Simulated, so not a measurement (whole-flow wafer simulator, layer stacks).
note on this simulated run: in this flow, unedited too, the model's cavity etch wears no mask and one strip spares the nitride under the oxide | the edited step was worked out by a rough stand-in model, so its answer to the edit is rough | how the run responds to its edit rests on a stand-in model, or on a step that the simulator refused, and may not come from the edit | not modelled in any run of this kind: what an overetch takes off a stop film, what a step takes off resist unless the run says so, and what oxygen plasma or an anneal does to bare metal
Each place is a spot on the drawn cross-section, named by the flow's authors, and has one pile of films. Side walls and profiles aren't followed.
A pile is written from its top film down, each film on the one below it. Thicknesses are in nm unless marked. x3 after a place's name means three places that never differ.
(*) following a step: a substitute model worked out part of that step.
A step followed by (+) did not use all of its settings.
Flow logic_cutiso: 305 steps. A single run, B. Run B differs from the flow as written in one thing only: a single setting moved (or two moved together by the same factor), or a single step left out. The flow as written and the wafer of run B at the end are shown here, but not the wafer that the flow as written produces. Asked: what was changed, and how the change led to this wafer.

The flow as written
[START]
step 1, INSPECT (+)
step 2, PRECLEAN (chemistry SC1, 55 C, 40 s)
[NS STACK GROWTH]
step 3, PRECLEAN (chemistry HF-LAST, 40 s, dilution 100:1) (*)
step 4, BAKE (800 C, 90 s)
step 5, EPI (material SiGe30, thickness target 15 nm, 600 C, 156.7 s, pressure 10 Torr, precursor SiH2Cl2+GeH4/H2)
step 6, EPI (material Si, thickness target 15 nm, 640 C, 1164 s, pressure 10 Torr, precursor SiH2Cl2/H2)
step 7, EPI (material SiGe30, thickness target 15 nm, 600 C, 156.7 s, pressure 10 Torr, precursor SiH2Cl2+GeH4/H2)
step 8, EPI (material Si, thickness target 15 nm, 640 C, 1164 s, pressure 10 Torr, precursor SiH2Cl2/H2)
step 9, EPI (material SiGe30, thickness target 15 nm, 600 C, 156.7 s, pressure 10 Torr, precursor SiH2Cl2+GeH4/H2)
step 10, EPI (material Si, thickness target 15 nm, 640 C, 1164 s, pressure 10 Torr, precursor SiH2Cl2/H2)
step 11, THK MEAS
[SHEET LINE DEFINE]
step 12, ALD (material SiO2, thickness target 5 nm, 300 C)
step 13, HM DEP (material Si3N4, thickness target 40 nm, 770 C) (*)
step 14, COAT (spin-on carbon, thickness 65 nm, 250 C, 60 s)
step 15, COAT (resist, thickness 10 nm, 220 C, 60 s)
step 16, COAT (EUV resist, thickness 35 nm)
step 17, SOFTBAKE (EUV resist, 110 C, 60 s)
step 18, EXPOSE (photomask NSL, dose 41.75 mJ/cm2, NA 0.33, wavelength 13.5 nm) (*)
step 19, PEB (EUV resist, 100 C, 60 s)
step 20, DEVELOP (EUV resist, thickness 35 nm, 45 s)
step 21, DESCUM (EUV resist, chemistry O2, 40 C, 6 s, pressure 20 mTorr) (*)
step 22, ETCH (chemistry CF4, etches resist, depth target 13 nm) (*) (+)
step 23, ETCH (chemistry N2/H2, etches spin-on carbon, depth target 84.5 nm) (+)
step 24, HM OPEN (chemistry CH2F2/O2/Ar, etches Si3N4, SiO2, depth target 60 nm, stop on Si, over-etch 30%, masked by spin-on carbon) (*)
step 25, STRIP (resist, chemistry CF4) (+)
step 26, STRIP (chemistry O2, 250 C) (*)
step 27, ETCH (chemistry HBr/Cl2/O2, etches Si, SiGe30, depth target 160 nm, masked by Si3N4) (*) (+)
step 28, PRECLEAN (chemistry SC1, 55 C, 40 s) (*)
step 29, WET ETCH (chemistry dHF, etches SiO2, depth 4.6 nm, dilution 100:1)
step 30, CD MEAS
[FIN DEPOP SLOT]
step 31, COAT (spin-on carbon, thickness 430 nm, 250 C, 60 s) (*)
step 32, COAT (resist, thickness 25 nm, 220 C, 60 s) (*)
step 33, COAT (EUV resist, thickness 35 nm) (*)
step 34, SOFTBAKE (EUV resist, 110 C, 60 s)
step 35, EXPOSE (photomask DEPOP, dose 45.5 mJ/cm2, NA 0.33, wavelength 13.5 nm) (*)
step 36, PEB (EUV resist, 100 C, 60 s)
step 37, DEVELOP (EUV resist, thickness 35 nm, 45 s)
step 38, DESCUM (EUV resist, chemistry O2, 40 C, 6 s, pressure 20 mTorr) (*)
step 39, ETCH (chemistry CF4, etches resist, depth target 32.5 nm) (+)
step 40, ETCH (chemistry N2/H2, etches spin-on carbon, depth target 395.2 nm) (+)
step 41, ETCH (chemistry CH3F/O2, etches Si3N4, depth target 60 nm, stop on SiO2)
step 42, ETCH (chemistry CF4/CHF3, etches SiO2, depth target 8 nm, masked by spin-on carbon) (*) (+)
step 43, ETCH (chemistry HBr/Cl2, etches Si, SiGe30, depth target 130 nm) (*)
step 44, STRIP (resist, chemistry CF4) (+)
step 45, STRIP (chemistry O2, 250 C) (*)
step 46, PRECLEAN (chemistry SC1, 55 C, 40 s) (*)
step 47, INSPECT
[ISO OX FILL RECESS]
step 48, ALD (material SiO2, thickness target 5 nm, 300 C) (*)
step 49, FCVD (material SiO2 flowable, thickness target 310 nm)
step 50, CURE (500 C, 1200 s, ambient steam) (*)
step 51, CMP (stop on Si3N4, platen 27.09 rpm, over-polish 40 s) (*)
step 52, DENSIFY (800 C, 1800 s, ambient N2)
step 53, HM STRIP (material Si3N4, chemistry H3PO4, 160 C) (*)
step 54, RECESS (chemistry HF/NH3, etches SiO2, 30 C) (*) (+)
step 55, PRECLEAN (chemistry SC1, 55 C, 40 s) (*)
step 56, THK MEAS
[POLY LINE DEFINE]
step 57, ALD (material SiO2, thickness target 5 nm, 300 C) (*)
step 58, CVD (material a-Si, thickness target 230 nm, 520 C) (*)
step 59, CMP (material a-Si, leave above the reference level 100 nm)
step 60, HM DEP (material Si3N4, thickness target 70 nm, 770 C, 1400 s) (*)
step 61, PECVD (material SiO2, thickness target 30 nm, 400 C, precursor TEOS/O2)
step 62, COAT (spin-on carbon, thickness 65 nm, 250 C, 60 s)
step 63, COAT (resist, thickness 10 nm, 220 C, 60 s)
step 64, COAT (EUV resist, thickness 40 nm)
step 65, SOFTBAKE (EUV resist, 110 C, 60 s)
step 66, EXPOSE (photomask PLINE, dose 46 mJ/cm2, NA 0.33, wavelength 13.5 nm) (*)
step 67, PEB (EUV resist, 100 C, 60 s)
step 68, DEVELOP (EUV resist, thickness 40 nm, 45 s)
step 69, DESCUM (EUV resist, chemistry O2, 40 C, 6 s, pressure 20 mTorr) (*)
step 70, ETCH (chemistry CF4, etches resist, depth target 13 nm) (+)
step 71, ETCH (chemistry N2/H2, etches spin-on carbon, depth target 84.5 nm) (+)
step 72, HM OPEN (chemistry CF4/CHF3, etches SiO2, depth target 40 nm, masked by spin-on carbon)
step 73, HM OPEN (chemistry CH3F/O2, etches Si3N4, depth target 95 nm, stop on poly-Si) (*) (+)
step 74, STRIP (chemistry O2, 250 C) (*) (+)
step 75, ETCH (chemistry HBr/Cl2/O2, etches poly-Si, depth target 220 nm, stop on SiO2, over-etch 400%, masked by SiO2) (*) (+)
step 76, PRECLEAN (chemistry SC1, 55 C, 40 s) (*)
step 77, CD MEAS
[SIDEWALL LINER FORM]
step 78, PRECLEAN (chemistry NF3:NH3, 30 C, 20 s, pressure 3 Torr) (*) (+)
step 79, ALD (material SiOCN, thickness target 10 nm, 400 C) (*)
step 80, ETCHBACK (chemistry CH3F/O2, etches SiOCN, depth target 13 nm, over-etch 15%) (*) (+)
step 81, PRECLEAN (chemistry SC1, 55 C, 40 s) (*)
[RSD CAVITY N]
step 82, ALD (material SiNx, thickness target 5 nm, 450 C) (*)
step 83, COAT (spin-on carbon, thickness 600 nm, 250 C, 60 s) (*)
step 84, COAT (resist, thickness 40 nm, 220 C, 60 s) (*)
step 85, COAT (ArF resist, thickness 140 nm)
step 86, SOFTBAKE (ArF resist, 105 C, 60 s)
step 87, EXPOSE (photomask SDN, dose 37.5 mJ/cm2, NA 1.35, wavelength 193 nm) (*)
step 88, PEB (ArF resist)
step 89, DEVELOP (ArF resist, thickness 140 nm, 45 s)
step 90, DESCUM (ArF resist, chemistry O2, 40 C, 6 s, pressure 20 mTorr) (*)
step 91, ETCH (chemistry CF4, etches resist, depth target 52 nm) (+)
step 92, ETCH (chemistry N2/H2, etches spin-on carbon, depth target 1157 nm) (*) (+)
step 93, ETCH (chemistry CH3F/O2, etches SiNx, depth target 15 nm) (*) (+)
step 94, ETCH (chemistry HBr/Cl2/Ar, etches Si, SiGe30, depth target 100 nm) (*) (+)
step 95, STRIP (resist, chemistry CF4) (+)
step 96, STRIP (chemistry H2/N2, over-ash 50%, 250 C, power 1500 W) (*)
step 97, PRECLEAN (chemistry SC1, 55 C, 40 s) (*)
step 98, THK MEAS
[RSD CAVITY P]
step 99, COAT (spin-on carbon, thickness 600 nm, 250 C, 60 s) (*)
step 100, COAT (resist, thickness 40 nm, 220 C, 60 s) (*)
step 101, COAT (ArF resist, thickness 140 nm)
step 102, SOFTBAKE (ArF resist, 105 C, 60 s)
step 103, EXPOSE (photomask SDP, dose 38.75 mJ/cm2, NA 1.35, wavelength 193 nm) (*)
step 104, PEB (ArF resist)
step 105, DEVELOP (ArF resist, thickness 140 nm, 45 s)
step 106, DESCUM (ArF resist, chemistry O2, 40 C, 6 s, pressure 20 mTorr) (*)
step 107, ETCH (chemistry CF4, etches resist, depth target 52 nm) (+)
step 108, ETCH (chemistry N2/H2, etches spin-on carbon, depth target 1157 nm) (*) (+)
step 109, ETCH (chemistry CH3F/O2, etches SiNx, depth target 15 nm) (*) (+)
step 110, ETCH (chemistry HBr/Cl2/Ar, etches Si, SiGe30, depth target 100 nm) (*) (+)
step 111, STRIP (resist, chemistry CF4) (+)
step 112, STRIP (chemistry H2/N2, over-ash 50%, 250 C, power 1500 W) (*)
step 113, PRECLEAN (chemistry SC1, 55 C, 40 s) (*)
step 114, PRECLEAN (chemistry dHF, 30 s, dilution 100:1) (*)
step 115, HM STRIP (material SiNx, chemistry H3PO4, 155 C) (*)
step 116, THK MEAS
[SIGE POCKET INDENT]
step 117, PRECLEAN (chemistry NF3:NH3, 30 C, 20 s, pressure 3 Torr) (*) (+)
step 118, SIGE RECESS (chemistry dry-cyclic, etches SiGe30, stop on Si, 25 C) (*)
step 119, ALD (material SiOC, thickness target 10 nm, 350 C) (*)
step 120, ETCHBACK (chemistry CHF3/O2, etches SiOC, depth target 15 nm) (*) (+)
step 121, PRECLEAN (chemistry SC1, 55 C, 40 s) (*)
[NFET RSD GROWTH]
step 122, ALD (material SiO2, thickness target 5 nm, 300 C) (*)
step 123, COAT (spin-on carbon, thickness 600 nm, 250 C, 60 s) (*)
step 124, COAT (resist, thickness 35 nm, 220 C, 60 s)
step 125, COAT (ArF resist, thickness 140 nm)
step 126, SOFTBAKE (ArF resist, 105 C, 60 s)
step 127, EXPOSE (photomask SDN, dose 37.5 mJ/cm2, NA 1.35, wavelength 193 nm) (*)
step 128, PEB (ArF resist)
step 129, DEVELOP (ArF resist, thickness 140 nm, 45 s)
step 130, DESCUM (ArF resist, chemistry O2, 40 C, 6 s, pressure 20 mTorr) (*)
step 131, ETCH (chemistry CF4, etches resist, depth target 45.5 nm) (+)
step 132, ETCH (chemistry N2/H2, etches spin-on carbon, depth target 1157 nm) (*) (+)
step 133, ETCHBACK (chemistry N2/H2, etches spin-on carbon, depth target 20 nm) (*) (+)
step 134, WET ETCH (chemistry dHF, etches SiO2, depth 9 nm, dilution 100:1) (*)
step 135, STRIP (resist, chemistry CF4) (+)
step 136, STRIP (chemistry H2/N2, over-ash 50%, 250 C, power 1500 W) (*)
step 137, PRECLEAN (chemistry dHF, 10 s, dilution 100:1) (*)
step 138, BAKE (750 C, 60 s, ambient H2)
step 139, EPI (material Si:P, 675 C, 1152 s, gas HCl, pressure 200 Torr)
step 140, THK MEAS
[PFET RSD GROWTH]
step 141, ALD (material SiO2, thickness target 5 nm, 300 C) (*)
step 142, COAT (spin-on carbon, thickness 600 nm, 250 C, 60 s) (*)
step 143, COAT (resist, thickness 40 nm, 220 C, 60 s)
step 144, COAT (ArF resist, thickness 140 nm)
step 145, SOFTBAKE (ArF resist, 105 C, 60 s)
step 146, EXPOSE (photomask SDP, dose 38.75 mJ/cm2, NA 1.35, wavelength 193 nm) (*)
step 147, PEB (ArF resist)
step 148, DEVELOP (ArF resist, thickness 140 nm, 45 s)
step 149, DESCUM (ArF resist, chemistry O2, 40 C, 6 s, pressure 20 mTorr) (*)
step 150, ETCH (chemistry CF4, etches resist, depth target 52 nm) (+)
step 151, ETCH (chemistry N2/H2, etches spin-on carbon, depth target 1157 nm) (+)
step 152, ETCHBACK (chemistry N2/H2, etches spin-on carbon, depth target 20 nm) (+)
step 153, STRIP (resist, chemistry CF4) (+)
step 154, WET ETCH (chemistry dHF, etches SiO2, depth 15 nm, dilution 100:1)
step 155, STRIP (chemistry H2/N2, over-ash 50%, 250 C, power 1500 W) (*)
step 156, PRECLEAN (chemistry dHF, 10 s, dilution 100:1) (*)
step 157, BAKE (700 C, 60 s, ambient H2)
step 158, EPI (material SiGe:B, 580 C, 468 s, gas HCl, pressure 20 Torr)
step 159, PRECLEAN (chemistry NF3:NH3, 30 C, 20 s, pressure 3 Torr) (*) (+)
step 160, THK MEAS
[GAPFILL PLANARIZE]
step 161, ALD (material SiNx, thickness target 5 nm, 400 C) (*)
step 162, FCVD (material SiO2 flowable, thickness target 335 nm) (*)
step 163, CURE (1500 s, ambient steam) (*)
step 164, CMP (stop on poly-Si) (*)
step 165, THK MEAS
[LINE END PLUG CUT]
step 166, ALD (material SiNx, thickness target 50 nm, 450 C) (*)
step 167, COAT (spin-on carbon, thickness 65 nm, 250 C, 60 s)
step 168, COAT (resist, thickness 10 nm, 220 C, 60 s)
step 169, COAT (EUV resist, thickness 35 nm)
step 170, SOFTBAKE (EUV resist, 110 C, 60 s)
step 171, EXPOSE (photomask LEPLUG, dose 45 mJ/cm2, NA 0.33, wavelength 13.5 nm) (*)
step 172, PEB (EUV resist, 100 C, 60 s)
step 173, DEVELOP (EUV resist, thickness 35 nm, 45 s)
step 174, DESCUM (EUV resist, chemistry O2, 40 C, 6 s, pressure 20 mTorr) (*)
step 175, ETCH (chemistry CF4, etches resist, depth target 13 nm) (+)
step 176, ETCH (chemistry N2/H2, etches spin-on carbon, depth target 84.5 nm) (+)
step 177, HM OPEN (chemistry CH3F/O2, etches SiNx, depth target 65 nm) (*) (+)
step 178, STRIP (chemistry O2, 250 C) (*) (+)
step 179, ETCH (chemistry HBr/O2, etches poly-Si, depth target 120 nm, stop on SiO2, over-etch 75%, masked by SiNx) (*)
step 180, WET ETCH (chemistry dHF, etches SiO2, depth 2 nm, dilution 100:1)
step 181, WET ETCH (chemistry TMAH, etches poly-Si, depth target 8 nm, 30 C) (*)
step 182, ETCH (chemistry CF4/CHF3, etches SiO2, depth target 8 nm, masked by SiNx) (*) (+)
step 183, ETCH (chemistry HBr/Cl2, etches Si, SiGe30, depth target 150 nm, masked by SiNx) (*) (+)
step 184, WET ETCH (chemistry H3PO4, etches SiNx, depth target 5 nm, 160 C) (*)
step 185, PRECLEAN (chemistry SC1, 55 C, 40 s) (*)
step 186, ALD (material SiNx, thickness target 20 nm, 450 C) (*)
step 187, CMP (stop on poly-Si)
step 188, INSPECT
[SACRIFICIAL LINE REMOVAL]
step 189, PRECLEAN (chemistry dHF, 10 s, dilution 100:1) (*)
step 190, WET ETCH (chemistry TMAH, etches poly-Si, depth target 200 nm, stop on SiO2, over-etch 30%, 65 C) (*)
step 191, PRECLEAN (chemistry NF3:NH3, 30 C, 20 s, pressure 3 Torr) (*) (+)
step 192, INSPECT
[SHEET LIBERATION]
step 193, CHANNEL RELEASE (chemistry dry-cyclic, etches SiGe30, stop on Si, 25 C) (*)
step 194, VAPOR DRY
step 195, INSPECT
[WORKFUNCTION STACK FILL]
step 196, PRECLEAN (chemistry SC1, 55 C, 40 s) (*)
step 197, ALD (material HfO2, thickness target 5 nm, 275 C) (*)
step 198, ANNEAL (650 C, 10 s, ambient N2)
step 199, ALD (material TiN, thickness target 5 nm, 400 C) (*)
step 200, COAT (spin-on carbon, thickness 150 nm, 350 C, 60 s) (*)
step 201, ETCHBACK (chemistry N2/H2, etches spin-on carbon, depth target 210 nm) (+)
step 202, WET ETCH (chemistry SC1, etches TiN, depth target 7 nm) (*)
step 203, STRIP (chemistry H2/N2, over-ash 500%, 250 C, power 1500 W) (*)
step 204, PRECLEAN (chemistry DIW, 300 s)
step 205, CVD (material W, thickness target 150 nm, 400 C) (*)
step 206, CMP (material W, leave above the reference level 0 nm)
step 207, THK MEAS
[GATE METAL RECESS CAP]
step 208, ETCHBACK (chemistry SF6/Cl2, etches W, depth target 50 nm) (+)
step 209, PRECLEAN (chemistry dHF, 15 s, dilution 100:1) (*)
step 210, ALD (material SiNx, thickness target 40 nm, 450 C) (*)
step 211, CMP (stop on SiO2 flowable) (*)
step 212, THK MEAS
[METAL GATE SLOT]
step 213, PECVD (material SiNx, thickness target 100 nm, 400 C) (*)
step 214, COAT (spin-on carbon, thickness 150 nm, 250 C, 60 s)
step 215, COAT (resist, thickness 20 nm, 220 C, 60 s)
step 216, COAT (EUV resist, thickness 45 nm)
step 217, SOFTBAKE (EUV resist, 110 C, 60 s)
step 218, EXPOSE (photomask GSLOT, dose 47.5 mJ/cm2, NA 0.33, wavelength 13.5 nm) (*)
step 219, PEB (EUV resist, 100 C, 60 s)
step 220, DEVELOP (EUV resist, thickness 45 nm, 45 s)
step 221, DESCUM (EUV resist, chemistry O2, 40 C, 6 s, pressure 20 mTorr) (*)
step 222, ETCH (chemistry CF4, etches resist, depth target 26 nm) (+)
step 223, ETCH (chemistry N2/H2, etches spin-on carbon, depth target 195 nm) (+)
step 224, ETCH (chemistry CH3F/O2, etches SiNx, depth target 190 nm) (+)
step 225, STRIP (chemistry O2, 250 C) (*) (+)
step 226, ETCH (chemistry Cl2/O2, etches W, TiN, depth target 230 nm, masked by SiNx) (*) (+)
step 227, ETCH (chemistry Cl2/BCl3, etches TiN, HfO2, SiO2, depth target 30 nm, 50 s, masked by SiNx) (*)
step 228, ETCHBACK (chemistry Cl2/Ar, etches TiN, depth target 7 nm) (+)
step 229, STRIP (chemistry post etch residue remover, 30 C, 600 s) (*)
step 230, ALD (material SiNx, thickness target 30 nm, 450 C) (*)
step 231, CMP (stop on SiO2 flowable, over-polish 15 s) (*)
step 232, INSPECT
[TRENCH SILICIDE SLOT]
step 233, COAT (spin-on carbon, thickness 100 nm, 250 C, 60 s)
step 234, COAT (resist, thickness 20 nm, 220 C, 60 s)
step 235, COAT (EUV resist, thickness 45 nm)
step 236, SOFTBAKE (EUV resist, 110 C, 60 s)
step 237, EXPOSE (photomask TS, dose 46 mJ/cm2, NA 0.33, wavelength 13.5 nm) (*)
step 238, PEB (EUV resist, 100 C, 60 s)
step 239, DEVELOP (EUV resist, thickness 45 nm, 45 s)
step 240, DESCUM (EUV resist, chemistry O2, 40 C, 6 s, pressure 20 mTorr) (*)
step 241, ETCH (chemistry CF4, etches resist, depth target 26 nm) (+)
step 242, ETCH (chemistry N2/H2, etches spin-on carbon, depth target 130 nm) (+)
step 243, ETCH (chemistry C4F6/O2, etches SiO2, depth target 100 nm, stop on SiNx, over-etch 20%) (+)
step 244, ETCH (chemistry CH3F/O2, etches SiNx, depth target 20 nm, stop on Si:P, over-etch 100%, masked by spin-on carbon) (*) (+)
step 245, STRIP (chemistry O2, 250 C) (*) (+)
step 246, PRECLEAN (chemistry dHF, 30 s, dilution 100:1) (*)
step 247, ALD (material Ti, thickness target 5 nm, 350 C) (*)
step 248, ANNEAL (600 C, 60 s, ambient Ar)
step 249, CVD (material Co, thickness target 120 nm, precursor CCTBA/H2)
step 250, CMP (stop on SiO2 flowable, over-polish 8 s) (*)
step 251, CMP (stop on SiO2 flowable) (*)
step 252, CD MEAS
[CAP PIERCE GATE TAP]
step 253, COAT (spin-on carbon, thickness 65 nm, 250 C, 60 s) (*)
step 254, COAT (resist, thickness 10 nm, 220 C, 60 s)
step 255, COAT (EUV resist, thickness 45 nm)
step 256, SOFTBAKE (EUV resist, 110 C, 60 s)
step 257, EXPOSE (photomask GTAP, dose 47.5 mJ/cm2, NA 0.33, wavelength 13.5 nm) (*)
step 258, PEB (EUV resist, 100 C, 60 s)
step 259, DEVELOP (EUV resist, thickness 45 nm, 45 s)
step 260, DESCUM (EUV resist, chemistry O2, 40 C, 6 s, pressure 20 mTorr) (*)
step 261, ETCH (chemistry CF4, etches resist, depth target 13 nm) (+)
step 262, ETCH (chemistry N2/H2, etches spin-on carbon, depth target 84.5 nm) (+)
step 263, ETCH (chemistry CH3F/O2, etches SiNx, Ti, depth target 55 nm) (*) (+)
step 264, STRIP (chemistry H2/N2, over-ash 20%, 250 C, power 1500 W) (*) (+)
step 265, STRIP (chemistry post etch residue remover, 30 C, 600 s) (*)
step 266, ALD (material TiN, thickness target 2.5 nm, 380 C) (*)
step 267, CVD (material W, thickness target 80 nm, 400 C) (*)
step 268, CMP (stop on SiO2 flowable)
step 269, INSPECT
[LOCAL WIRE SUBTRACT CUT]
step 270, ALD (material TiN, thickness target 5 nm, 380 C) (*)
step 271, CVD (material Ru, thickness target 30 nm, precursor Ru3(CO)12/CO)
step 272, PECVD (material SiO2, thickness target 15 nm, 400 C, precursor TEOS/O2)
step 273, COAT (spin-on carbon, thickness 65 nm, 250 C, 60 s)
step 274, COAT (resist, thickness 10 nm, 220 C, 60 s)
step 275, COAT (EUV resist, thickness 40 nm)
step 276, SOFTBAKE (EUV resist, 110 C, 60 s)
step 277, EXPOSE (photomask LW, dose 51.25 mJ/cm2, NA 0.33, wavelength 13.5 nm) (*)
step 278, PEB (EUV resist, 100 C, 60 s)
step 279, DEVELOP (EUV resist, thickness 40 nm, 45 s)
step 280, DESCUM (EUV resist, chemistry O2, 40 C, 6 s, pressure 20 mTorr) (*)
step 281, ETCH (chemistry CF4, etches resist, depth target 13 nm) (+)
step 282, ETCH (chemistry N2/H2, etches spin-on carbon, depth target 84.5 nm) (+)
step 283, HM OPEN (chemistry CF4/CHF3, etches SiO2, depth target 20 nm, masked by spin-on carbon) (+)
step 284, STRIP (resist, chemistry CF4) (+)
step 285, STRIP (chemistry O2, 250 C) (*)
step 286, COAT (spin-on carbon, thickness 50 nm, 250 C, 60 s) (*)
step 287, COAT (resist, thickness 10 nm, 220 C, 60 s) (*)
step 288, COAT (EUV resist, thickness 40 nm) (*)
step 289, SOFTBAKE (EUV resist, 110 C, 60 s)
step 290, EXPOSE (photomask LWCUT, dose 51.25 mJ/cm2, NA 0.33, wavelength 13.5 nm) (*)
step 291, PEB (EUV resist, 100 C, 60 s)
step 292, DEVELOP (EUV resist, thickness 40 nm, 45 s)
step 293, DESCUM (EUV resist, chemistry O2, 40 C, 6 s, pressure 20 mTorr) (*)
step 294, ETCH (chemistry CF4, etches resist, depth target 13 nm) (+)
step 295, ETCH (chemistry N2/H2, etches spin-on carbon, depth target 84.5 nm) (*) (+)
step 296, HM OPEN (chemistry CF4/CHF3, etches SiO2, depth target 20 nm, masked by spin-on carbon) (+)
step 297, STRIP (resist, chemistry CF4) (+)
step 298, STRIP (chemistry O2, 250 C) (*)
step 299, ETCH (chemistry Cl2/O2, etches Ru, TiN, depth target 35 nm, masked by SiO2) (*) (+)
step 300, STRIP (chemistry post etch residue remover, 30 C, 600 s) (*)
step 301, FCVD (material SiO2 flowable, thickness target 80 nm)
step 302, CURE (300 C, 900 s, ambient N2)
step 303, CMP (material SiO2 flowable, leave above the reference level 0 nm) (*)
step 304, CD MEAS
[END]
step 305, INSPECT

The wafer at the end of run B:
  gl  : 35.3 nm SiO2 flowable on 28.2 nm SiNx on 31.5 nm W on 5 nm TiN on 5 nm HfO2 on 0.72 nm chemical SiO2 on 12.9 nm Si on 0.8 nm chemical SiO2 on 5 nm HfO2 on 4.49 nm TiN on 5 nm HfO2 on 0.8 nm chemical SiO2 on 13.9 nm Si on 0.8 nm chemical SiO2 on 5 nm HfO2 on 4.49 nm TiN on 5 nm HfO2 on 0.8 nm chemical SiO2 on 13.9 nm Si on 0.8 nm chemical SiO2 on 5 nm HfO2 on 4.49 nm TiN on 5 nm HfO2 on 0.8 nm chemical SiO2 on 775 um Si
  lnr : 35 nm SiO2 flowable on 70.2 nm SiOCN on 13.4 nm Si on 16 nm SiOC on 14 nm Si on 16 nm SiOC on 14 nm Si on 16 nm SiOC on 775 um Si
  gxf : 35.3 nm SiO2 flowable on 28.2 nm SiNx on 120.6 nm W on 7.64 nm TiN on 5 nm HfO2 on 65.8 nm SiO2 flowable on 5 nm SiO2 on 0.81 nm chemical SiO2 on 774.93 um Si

Cause: step 75, ETCH: over-etch 170% was run, though the flow has over-etch 400%.

The path from the change to this, step by step:
  step 75, ETCH (chemistry HBr/Cl2/O2, etches poly-Si, depth target 220 nm, stop on SiO2, over-etch 400%, masked by SiO2) (*) (+)
      lnr, lnrp, lnrt, rsdn, rsdp, rsdw, rsdx: chemical SiO2 loses 0.79 (all of it), poly-Si loses 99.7 (all of it), SiO2 loses 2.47 (in the flow as written it would be: chemical SiO2 loses 0.79 (all of it), poly-Si loses 99.7 (all of it), SiO2 loses 5 (all of it))
      depop, dpovl, gfld and 10 more: SiO2 loses 7.4 (in the flow as written it would be: SiO2 loses 9.58)
      (as well as at 2 more places)
  step 78, PRECLEAN (chemistry NF3:NH3, 30 C, 20 s, pressure 3 Torr) (*) (+)
      lnr, lnrp, lnrt, rsdn, rsdp, rsdw, rsdx: SiO2 loses 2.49 (all of it), chemical SiO2 loses 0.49 (all of it) (in the flow as written it would be: chemical SiO2 loses 0.52 (all of it))
      iso, lnri: SiO2 loses 2.94 (all of it), SiO2 flowable loses 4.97 (in the flow as written it would be: SiO2 loses 0.41 (all of it), SiO2 flowable loses 7.89)
  step 120, ETCHBACK (chemistry CHF3/O2, etches SiOC, depth target 15 nm) (*) (+)
      gl, tap: SiOC loses 10 (all of it), SiO2 loses 5 (in the flow as written it would be: SiOC loses 10 (all of it), SiO2 loses 4.21 (all of it), Si3N4 loses 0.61)
      glp: SiOC loses 10 (all of it), SiO2 loses 5 (in the flow as written it would be: SiOC loses 10 (all of it), SiO2 loses 4.25 (all of it), Si3N4 loses 0.58)
      (as well as at 2 more places)
  step 122, ALD (material SiO2, thickness target 5 nm, 300 C) (*)
      gl, glp, tap: SiO2 gains 5 (in the flow as written it would be: SiO2 gains 5 (new film))
      gxn: SiO2 gains 7.11 (in the flow as written it would be: SiO2 gains 6.76 (new film))
      (as well as at 1 more place)
  step 132, ETCH (chemistry N2/H2, etches spin-on carbon, depth target 1157 nm) (*) (+)
      gl, tap: spin-on carbon loses 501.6 (all of it), SiO2 loses 6.34 (all of it) (in the flow as written it would be: spin-on carbon loses 501.7 (all of it), SiO2 loses 5 (all of it), Si3N4 loses 0.5)
  step 133, ETCHBACK (chemistry N2/H2, etches spin-on carbon, depth target 20 nm) (*) (+)
      gxn: SiO2 loses 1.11 (in the flow as written it would be: SiO2 loses 0.7 (all of it), Si3N4 loses 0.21)
  step 134, WET ETCH (chemistry dHF, etches SiO2, depth 9 nm, dilution 100:1) (*)
      gxn: SiO2 loses 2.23 (all of it), Si3N4 loses 0.2 (in the flow as written it would be: Si3N4 loses 0.34)
  step 141, ALD (material SiO2, thickness target 5 nm, 300 C) (*)
      gxn: SiO2 gains 11.8 (new film) (in the flow as written it would be: SiO2 gains 10.1 (new film))
  step 153, STRIP (resist, chemistry CF4) (+)
      gxp: SiO2 loses 5.33 (in the flow as written it would be: SiO2 loses 3.06 (all of it))
      glp: SiO2 loses 2.7 (all of it) (in the flow as written it would be: SiO2 loses 1.36 (all of it))
  step 161, ALD (material SiNx, thickness target 5 nm, 400 C) (*)
      gxp: SiNx gains 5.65 (new film) (in the flow as written it would be: SiNx gains 5 (new film))
  step 164, CMP (stop on poly-Si) (*)
      depop, dpovl, isow, ns, nsgap: SiO2 flowable loses 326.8 (all of it), SiNx loses 5 (all of it), SiO2 loses 6.3 (all of it), Si3N4 loses 70 (all of it) (in the flow as written it would be: SiO2 flowable loses 326.8 (all of it), SiNx loses 5 (all of it), SiO2 loses 4.13 (all of it), Si3N4 loses 70 (all of it))
      gfld, gxf: SiO2 flowable loses 251.5 (all of it), SiNx loses 5 (all of it), SiO2 loses 6.3 (all of it), Si3N4 loses 70 (all of it) (in the flow as written it would be: SiO2 flowable loses 251.9 (all of it), SiNx loses 5 (all of it), SiO2 loses 4.13 (all of it), Si3N4 loses 70 (all of it))
      (as well as at 9 more places)
  step 197, ALD (material HfO2, thickness target 5 nm, 275 C) (*)
      gxf: HfO2 gains 5 (new film) (in the flow as written it would be: HfO2 gains 7.7 (new film))
  step 199, ALD (material TiN, thickness target 5 nm, 400 C) (*)
      gfld: TiN gains 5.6 (new film) (in the flow as written it would be: TiN gains 7.64 (new film))
      gxf: TiN gains 7.64 (new film) (in the flow as written it would be: TiN gains 5 (new film))
  step 226, ETCH (chemistry Cl2/O2, etches W, TiN, depth target 230 nm, masked by SiNx) (*) (+)
      gfld: W loses 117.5 (all of it), TiN loses 5.6 (all of it), HfO2 loses 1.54 (in the flow as written it would be: W loses 115.4 (all of it), TiN loses 7.64 (all of it), HfO2 loses 1.54)
